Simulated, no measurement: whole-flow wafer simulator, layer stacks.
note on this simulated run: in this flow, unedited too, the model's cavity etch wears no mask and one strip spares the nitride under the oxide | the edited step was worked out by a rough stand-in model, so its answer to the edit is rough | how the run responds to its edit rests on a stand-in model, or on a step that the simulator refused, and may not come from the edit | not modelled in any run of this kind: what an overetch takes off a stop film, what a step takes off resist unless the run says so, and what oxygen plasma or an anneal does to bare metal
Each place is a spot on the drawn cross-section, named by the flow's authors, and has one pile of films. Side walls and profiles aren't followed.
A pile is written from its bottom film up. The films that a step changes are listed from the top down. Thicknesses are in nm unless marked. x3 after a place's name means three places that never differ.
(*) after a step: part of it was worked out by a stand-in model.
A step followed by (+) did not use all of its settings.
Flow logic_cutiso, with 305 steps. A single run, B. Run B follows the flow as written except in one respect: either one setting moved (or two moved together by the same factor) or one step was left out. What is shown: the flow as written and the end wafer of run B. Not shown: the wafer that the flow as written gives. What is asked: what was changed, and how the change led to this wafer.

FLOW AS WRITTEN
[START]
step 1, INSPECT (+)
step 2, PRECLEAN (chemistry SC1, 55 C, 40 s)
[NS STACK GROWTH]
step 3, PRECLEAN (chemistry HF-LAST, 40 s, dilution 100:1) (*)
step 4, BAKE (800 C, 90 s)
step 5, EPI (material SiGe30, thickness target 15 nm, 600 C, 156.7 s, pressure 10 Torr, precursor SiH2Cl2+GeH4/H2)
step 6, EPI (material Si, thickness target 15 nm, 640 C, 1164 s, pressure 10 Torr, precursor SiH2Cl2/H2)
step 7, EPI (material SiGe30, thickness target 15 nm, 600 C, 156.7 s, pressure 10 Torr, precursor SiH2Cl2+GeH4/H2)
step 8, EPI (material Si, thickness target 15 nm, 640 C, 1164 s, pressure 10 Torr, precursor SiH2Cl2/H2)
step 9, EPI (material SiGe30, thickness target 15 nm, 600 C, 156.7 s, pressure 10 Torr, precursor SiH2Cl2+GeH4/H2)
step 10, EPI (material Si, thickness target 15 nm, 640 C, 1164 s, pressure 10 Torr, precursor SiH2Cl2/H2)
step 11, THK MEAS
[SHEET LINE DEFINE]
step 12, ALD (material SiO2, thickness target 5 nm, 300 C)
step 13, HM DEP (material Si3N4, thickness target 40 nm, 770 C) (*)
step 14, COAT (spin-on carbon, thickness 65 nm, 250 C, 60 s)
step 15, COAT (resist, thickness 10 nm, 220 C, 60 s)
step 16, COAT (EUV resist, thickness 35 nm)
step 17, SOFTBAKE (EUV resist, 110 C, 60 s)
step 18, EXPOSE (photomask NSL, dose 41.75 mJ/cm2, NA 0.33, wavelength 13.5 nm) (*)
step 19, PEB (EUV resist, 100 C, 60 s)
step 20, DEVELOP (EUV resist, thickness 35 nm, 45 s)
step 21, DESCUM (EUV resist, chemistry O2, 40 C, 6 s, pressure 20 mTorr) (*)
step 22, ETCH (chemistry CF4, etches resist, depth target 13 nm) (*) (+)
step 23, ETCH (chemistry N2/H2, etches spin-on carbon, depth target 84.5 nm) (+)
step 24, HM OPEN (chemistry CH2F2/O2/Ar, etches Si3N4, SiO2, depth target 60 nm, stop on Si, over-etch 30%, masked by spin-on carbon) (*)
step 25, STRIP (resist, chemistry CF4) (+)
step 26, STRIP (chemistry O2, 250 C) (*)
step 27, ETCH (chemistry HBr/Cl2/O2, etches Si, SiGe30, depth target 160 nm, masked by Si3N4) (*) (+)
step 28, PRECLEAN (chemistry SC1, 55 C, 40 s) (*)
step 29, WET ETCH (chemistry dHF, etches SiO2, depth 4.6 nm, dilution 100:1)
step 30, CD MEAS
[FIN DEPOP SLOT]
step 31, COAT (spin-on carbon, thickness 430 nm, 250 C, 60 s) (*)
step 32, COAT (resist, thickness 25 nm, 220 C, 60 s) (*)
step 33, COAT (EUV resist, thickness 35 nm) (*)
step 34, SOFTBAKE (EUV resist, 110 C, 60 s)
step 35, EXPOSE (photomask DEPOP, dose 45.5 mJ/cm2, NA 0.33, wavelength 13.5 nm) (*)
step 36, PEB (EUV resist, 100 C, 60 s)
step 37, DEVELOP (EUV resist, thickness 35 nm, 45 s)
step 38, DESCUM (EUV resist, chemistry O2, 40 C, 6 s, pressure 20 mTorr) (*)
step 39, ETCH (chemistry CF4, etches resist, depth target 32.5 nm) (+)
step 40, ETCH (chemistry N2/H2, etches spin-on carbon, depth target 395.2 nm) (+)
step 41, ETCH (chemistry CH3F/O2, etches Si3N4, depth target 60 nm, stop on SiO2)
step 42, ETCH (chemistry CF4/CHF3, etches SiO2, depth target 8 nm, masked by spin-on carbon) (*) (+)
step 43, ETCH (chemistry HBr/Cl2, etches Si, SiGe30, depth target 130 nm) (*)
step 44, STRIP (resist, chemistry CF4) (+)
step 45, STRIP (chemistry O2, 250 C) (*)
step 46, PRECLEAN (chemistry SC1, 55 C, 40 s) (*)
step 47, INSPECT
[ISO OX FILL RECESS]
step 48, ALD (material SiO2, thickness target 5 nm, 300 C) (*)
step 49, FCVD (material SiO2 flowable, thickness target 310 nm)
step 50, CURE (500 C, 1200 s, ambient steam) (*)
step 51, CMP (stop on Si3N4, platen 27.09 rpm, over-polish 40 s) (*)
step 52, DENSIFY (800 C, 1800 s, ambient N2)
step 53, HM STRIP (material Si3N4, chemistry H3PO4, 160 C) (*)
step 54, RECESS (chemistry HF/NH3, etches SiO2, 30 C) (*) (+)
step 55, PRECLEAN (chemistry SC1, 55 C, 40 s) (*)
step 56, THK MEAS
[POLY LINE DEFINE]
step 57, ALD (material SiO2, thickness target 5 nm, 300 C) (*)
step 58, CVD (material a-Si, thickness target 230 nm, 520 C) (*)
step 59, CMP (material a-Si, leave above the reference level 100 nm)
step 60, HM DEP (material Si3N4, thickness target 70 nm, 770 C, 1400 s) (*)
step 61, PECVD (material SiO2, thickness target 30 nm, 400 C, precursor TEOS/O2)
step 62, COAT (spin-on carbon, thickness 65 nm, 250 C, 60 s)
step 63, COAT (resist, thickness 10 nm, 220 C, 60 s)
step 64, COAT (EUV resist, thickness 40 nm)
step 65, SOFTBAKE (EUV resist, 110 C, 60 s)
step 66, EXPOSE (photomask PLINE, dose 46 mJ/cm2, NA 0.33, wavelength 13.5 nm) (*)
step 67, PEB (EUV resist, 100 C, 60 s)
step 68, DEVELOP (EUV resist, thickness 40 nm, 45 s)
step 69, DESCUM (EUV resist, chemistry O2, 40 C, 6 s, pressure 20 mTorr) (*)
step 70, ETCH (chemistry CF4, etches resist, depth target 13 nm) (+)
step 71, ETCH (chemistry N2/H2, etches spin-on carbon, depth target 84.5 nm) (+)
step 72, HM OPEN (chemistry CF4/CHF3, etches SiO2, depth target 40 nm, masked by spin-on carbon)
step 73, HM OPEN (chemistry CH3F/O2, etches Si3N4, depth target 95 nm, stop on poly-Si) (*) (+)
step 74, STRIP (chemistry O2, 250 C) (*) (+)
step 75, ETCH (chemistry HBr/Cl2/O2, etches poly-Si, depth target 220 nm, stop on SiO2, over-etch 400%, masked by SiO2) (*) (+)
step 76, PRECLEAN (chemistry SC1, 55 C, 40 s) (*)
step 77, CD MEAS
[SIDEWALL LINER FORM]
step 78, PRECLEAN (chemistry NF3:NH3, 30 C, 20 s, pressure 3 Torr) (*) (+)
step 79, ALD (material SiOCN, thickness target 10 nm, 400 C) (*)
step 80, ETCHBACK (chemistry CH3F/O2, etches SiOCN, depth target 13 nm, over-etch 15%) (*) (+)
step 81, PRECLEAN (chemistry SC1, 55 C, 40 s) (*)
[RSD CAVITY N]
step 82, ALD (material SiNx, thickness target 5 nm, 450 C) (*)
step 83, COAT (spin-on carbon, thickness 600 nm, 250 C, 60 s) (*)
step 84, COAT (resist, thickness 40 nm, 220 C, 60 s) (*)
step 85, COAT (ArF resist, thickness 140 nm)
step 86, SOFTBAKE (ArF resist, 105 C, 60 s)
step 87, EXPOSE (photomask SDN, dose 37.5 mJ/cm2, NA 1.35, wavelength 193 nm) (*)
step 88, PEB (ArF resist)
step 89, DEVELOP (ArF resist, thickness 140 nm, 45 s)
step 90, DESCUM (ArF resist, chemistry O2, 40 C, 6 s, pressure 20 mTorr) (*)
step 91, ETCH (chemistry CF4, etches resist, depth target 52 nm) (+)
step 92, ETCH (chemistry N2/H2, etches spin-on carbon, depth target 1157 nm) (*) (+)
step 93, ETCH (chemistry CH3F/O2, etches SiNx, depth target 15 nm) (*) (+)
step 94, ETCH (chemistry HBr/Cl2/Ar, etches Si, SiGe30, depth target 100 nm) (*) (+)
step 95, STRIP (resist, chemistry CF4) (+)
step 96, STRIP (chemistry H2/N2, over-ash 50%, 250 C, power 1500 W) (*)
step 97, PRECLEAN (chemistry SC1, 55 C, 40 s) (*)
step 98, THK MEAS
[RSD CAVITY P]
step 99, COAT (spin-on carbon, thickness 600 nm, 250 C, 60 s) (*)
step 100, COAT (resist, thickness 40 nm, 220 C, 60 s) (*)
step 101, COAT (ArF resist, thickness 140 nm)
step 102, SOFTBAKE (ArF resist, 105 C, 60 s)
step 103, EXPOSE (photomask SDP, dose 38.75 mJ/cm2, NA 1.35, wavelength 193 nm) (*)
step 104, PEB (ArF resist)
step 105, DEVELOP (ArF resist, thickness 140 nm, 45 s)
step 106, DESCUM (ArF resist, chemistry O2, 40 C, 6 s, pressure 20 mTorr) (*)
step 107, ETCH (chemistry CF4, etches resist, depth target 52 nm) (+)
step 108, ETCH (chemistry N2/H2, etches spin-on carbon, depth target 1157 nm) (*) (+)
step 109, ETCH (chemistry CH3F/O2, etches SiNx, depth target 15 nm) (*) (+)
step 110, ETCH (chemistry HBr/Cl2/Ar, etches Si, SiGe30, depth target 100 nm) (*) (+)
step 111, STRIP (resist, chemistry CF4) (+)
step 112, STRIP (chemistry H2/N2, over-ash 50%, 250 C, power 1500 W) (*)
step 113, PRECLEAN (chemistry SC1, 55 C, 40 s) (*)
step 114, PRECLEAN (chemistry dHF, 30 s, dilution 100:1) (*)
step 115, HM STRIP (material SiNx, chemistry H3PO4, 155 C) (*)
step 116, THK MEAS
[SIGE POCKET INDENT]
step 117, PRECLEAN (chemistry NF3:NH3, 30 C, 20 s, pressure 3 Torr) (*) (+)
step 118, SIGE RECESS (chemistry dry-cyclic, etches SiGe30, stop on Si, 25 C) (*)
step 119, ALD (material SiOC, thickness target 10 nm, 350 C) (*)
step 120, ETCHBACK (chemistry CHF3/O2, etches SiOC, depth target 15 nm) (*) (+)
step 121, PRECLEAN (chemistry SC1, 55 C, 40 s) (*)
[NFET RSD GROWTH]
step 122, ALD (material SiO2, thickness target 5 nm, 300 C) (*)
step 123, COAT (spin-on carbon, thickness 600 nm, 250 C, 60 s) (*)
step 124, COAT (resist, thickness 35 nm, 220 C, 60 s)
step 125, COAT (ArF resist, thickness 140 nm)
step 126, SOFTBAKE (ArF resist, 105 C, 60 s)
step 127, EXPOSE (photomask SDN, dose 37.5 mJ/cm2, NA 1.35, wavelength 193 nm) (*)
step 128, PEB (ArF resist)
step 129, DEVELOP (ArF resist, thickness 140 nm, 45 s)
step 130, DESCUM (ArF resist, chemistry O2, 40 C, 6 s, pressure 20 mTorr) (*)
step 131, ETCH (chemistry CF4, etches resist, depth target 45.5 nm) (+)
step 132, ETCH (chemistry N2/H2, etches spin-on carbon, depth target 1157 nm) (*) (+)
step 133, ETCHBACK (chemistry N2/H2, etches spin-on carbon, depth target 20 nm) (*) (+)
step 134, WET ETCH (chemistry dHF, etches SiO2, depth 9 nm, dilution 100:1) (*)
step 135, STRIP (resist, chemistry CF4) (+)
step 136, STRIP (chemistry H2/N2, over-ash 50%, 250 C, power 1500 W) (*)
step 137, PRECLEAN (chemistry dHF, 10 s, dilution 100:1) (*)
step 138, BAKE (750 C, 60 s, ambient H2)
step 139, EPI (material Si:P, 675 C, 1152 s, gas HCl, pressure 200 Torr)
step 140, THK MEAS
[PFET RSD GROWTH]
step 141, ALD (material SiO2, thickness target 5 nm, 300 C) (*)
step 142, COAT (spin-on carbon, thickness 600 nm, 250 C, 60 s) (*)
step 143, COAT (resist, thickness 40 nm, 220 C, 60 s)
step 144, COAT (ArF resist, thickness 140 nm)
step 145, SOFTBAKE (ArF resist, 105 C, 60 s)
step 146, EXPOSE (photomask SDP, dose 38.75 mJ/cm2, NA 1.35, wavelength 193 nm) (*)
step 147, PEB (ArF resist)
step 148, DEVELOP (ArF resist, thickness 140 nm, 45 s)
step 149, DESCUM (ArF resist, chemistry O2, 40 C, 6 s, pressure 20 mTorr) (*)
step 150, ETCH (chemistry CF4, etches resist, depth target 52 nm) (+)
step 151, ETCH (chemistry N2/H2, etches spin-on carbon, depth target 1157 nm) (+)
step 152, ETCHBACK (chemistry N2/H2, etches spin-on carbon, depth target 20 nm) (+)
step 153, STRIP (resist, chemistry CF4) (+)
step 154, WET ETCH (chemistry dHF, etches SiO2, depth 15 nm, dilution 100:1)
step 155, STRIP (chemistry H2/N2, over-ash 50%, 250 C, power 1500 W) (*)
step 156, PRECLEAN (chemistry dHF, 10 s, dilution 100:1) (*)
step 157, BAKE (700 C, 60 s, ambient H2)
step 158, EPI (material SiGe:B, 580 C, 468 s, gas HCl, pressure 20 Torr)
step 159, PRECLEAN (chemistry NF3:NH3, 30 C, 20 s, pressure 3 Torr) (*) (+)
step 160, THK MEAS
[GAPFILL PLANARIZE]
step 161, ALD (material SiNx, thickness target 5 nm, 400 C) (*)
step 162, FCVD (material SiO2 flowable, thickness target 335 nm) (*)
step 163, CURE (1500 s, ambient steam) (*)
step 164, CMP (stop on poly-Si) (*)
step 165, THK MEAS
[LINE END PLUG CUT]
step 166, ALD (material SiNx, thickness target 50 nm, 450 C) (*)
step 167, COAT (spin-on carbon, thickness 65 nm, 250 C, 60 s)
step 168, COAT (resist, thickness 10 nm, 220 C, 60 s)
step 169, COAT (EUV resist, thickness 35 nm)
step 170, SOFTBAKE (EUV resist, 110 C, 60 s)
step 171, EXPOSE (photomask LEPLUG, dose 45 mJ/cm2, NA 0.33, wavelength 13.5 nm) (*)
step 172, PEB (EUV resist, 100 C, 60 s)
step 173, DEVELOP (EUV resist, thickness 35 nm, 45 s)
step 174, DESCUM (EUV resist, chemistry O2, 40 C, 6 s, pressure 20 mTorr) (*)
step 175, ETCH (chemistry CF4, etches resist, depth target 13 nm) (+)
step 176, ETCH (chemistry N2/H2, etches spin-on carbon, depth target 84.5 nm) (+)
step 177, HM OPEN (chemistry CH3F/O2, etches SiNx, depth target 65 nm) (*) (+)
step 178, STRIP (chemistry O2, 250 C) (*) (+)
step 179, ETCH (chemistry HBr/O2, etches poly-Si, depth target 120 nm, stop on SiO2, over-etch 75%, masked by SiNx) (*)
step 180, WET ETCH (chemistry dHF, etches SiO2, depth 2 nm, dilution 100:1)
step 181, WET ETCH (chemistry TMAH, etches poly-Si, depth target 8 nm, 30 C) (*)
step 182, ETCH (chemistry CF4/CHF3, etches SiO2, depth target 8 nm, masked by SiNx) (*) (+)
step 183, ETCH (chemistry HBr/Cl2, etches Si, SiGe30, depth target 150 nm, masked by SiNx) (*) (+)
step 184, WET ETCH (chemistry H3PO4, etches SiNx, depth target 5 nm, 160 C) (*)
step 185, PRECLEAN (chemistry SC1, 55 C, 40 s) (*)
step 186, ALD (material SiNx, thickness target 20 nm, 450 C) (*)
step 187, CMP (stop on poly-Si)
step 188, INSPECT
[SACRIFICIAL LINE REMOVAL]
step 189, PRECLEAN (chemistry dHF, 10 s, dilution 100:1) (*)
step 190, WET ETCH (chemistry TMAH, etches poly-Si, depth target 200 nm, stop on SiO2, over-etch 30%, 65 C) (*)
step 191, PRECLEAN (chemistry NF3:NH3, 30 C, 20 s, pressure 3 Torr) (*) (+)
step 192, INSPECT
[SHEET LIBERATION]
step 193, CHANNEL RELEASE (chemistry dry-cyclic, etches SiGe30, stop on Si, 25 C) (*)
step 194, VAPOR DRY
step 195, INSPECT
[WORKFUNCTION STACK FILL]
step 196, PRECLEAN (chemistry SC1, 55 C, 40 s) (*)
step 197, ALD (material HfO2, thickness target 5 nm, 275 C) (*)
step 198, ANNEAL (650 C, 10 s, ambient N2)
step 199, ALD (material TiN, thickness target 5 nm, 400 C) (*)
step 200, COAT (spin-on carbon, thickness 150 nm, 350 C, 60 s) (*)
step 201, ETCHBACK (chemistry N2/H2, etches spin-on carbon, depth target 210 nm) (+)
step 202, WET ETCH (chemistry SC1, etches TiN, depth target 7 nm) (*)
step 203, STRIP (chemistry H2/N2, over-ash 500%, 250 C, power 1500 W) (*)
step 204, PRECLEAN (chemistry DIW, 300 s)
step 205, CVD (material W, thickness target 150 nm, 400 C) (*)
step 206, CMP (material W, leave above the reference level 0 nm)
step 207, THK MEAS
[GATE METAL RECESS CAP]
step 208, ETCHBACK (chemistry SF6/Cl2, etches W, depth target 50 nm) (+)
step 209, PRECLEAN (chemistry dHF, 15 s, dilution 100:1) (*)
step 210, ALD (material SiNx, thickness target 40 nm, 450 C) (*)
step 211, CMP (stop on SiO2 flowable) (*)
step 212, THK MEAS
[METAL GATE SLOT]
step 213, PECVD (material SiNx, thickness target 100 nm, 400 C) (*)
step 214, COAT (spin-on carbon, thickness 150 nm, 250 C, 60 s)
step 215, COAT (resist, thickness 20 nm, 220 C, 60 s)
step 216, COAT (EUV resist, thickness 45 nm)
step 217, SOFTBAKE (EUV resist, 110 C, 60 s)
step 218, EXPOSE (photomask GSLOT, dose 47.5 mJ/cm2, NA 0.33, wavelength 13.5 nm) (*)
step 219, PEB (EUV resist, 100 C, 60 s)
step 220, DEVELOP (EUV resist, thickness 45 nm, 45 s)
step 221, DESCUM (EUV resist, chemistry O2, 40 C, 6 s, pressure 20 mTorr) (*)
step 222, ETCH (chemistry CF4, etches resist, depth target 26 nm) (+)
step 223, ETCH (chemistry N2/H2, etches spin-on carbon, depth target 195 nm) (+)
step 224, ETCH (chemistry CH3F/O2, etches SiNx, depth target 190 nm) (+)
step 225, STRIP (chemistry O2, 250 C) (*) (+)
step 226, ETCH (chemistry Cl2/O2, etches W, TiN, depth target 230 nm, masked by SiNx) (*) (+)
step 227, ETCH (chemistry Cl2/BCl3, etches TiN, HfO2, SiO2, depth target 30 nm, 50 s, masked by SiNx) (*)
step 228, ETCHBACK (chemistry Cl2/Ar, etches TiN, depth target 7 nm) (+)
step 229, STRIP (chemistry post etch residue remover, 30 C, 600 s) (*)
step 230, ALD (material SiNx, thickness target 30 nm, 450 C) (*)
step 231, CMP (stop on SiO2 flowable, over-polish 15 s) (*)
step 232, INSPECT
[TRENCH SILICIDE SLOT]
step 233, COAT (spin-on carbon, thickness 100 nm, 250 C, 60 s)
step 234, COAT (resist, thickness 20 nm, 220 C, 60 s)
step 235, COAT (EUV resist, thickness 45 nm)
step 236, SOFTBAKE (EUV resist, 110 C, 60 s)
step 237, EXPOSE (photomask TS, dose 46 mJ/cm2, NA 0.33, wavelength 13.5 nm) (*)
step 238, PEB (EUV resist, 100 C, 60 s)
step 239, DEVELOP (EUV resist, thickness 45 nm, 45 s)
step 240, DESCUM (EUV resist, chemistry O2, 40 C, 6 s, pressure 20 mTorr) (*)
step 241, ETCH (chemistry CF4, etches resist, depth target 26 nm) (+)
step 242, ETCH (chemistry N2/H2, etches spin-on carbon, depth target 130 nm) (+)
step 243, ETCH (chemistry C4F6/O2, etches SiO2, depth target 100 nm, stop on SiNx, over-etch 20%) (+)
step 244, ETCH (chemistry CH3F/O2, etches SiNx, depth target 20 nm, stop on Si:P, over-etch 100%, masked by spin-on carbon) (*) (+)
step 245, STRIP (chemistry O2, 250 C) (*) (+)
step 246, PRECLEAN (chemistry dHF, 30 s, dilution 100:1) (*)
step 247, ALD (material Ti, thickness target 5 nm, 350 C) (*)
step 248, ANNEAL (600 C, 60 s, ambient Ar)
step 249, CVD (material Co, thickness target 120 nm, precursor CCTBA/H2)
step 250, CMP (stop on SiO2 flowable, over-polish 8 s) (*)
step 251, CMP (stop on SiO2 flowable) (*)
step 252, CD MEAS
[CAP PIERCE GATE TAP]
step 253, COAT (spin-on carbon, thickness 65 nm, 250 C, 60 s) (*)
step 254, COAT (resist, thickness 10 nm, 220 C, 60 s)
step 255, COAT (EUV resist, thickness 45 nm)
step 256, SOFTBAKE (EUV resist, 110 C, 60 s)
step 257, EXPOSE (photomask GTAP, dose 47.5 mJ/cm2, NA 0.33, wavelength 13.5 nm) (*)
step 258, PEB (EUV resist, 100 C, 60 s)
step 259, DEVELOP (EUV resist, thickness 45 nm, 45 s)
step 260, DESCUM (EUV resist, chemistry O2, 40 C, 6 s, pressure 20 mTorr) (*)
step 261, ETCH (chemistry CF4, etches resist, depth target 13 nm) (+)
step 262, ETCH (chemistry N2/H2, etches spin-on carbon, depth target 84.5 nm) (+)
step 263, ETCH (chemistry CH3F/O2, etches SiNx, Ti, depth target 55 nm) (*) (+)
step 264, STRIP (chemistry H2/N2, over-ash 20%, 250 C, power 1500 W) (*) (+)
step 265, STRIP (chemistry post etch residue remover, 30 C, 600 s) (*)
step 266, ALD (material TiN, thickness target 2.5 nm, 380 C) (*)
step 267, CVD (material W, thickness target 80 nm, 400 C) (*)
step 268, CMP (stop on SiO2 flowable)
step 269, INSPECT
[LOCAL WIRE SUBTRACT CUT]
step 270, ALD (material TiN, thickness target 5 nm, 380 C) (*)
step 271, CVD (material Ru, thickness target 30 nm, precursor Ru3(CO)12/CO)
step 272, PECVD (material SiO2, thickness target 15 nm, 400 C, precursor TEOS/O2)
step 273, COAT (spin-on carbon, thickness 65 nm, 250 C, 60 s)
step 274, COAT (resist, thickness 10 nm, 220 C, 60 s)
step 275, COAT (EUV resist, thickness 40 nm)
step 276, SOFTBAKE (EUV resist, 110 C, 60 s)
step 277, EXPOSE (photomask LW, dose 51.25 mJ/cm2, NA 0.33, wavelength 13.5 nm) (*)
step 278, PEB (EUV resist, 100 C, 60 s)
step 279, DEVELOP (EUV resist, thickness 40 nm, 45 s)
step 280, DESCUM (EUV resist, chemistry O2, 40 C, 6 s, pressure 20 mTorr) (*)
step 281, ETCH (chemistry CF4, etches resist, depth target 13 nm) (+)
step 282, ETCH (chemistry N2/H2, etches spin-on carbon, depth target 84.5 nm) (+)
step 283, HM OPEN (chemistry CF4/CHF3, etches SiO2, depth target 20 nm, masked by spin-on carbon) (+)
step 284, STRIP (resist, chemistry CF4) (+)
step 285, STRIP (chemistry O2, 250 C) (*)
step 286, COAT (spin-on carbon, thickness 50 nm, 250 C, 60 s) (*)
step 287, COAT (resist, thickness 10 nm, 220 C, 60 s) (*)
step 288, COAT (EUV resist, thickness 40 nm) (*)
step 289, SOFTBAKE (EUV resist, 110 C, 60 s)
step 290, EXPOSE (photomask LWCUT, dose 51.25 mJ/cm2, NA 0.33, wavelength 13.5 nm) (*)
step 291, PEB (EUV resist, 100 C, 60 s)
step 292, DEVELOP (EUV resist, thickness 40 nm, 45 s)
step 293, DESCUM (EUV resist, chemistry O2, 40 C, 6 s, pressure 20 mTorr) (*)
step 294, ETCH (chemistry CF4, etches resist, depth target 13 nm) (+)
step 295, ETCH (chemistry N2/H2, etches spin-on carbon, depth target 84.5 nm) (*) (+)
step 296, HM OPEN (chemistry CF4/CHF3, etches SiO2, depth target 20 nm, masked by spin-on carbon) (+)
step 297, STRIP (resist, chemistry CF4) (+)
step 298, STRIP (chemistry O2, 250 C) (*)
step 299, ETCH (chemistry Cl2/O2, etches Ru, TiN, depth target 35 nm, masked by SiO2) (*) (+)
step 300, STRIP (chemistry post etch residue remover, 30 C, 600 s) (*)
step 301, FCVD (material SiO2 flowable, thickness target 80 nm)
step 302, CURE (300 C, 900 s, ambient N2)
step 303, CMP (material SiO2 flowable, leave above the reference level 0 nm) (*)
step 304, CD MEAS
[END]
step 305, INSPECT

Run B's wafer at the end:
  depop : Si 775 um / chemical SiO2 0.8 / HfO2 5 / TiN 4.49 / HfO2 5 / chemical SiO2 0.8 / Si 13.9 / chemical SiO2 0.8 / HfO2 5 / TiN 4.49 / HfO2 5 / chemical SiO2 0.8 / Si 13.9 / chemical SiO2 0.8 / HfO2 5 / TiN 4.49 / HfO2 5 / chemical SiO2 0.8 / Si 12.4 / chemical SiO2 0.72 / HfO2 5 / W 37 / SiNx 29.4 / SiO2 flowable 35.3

What caused this: step 42, ETCH: depth target 3.6 nm was run, whereas the flow has depth target 8 nm.

How this came from the change, step by step:
  step 42, ETCH (chemistry CF4/CHF3, etches SiO2, depth target 8 nm, masked by spin-on carbon) (*) (+)
      depop: -3.6 SiO2 (it would be, as written: -4.92 SiO2 (all of it), -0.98 Si)
      gl: -3.6 resist (it would be, as written: -6.54 resist (all of it), -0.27 spin-on carbon)
      (as well as at 20 more places)
  step 43, ETCH (chemistry HBr/Cl2, etches Si, SiGe30, depth target 130 nm) (*)
      glp, tap: -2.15 resist (all of it), -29 spin-on carbon (it would be, as written: -32 spin-on carbon)
      depop: nothing (it would be, as written: -14 Si (all of it), -15 SiGe30 (all of it), -15 Si (all of it), -15 SiGe30 (all of it), -15 Si (all of it), -15 SiGe30 (all of it), -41 Si)
      (as well as at 18 more places)
  step 44, STRIP (resist, chemistry CF4) (+)
      depop: -1.32 SiO2 (all of it) (it would be, as written: nothing)
  step 49, FCVD (material SiO2 flowable, thickness target 310 nm)
      dpovl, nsgap: +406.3 SiO2 flowable (new film) (it would be, as written: +392.6 SiO2 flowable (new film))
      depop: +242.6 SiO2 flowable (new film) (it would be, as written: +359.9 SiO2 flowable (new film))
      (as well as at 2 more places)
  step 51, CMP (stop on Si3N4, platen 27.09 rpm, over-polish 40 s) (*)
      depop: -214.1 SiO2 flowable (it would be, as written: -200.5 SiO2 flowable)
      dpovl: -214 SiO2 flowable (it would be, as written: -200.4 SiO2 flowable)
      (as well as at 3 more places)
  step 52, DENSIFY (800 C, 1800 s, ambient N2)
      depop: -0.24 SiO2 flowable (it would be, as written: -2.32 SiO2 flowable)
      dpovl: -2.27 SiO2 flowable (it would be, as written: -2.82 SiO2 flowable)
  step 54, RECESS (chemistry HF/NH3, etches SiO2, 30 C) (*) (+)
      depop: -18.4 SiO2 flowable (all of it), -5 SiO2 (all of it), -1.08 chemical SiO2 (all of it) (it would be, as written: -111.9 SiO2 flowable)
  step 55, PRECLEAN (chemistry SC1, 55 C, 40 s) (*)
      depop: +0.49 chemical SiO2 (new film), -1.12 Si (it would be, as written: -0.06 SiO2 flowable)
  step 58, CVD (material a-Si, thickness target 230 nm, 520 C) (*)
      depop: +230 a-Si (new film) (it would be, as written: +319.4 a-Si (new film))
  step 60, HM DEP (material Si3N4, thickness target 70 nm, 770 C, 1400 s) (*)
      depop: +70 Si3N4 (new film), +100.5 poly-Si (new film), -100.5 a-Si (all of it) (it would be, as written: +70 Si3N4 (new film), +189.4 poly-Si (new film), -189.4 a-Si (all of it))
  step 190, WET ETCH (chemistry TMAH, etches poly-Si, depth target 200 nm, stop on SiO2, over-etch 30%, 65 C) (*)
      depop: -100.5 poly-Si (all of it) (it would be, as written: -189.4 poly-Si (all of it))
  step 191, PRECLEAN (chemistry NF3:NH3, 30 C, 20 s, pressure 3 Torr) (*) (+)
      depop: -5 SiO2 (all of it), -0.49 chemical SiO2 (all of it) (it would be, as written: -5 SiO2 (all of it), -2.58 SiO2 flowable)
  step 193, CHANNEL RELEASE (chemistry dry-cyclic, etches SiGe30, stop on Si, 25 C) (*)
      depop: +0.8 chemical SiO2 (new film), -0.99 Si, +0.8 chemical SiO2 (new film), +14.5 cavity (new film), +0.8 chemical SiO2 (new film), -15 SiGe30 (all of it), -1.08 Si, +0.8 chemical SiO2 (new film), +14.5 cavity (new film), +0.8 chemical SiO2 (new film), -15 SiGe30 (all of it), -1.08 Si, +0.8 chemical SiO2 (new film), +14.5 cavity (new film), +0.8 chemical SiO2 (new film), -15 SiGe30 (all of it), -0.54 Si (it would be, as written: nothing)
  step 197, ALD (material HfO2, thickness target 5 nm, 275 C) (*)
      depop: +5 HfO2 (new film), +5 HfO2 (new film), -10 cavity, +5 HfO2 (new film), +5 HfO2 (new film), -10 cavity, +5 HfO2 (new film), +5 HfO2 (new film), -10 cavity, +5 HfO2 (new film) (it would be, as written: +5 HfO2 (new film))
  step 199, ALD (material TiN, thickness target 5 nm, 400 C) (*)
      depop: +5 TiN (new film), +4.49 TiN (new film), -4.49 cavity (all of it), +4.49 TiN (new film), -4.49 cavity (all of it), +4.49 TiN (new film), -4.49 cavity (all of it) (it would be, as written: +5 TiN (new film))
  step 200, COAT (spin-on carbon, thickness 150 nm, 350 C, 60 s) (*)
      depop: +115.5 spin-on carbon (new film) (it would be, as written: +194.7 spin-on carbon (new film))
      dpovl: +206.8 spin-on carbon (new film) (it would be, as written: +194.8 spin-on carbon (new film))
      (as well as at 3 more places)
  ... and 1 more step ...
  step 205, CVD (material W, thickness target 150 nm, 400 C) (*)
      depop: +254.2 W (new film) (it would be, as written: +345.5 W (new film))
If metal films that touch count as one body, depop has 4 bodies (between them, from the top down: HfO2 5 / chemical SiO2 0.72 / Si 12.4 / chemical SiO2 0.8 / HfO2 5; HfO2 5 / chemical SiO2 0.8 / Si 13.9 / chemical SiO2 0.8 / HfO2 5; HfO2 5 / chemical SiO2 0.8 / Si 13.9 / chemical SiO2 0.8 / HfO2 5); the flow as written gives 1 body.
